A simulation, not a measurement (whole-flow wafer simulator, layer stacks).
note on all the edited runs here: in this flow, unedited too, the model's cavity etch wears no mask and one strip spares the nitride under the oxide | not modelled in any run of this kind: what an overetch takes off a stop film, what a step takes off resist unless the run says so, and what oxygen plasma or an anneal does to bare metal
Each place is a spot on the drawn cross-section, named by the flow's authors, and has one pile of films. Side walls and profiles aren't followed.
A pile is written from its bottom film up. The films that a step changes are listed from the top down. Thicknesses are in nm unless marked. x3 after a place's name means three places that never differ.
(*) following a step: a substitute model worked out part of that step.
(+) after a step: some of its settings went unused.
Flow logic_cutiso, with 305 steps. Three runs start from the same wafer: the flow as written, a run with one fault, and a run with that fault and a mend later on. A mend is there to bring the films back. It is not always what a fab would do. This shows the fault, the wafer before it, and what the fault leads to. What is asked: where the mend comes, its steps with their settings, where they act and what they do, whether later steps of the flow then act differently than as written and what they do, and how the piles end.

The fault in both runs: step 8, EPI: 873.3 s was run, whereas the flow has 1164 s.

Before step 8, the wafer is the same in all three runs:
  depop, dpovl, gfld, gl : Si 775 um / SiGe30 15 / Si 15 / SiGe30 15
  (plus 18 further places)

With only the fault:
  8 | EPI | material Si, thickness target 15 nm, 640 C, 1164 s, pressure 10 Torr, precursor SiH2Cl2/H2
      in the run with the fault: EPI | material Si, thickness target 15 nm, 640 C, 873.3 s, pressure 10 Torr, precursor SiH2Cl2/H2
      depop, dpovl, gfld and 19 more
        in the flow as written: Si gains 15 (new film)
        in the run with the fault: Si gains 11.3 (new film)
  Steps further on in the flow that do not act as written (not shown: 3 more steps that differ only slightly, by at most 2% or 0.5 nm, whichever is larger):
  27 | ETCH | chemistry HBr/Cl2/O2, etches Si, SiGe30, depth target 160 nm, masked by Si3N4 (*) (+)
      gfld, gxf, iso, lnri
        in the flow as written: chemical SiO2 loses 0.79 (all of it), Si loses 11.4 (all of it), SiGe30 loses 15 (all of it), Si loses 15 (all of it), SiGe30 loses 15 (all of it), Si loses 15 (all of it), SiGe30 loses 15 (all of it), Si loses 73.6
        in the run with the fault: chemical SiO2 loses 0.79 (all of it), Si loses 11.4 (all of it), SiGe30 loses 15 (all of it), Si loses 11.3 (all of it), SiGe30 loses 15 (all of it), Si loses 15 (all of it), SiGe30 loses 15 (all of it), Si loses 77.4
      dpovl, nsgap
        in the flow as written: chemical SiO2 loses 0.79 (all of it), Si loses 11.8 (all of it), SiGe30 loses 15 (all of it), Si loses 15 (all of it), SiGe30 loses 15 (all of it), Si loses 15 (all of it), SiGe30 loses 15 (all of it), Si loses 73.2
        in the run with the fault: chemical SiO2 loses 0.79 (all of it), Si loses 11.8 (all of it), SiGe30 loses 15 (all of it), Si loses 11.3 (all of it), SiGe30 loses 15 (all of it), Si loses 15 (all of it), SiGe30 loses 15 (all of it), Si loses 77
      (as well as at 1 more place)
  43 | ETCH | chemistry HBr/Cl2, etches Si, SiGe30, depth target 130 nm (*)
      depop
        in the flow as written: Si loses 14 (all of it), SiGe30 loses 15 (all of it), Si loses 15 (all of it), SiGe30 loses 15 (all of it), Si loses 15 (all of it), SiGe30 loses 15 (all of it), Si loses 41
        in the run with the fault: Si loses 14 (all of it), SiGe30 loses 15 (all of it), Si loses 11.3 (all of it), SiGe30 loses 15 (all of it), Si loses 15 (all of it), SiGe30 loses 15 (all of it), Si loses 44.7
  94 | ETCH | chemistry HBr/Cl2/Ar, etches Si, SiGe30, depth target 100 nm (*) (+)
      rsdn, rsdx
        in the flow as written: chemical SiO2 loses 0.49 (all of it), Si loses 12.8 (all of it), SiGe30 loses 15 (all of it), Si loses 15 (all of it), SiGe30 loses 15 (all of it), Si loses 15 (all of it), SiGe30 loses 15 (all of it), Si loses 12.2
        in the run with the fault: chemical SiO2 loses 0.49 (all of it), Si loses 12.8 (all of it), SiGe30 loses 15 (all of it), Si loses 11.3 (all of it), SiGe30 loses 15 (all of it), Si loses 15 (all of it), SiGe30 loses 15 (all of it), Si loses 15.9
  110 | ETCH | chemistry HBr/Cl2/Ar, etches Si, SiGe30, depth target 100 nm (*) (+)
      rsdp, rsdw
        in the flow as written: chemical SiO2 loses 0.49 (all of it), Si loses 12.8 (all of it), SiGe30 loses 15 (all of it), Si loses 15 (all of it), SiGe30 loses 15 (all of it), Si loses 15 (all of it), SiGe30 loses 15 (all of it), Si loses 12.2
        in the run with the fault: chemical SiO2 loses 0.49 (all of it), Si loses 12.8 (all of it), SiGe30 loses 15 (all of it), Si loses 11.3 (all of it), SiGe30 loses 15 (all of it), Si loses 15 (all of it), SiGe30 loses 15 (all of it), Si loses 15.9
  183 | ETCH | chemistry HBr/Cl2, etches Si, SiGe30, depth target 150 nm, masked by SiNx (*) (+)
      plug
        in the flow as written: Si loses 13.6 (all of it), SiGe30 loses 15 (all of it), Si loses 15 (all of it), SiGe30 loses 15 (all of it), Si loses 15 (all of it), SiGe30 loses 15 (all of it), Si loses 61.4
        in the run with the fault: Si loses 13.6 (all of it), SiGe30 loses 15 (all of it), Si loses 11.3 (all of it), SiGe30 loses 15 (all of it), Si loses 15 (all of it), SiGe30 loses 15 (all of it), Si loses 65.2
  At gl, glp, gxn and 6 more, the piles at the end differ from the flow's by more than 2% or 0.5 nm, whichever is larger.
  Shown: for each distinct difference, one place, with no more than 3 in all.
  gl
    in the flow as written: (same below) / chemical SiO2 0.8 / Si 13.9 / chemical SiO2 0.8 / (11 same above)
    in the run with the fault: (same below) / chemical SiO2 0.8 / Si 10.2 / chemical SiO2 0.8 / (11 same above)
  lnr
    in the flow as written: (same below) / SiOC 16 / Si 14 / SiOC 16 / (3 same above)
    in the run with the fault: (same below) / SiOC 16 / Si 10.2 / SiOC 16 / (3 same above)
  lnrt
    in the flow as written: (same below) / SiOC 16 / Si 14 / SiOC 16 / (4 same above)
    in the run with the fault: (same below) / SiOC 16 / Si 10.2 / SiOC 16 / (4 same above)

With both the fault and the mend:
  The mend stands after step 8.
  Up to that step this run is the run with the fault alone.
  8a | EPI | material Si, thickness target 15 nm, 640 C, 291.1 s, pressure 10 Torr, precursor SiH2Cl2/H2 (a further turn of the flow's step 8, with different settings)
      depop, dpovl, gfld and 19 more
        Si gains 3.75
  Every later step of the flow that is run acts as written at every place that is followed.
  At every place that both follow, the piles at the end match the flow's.
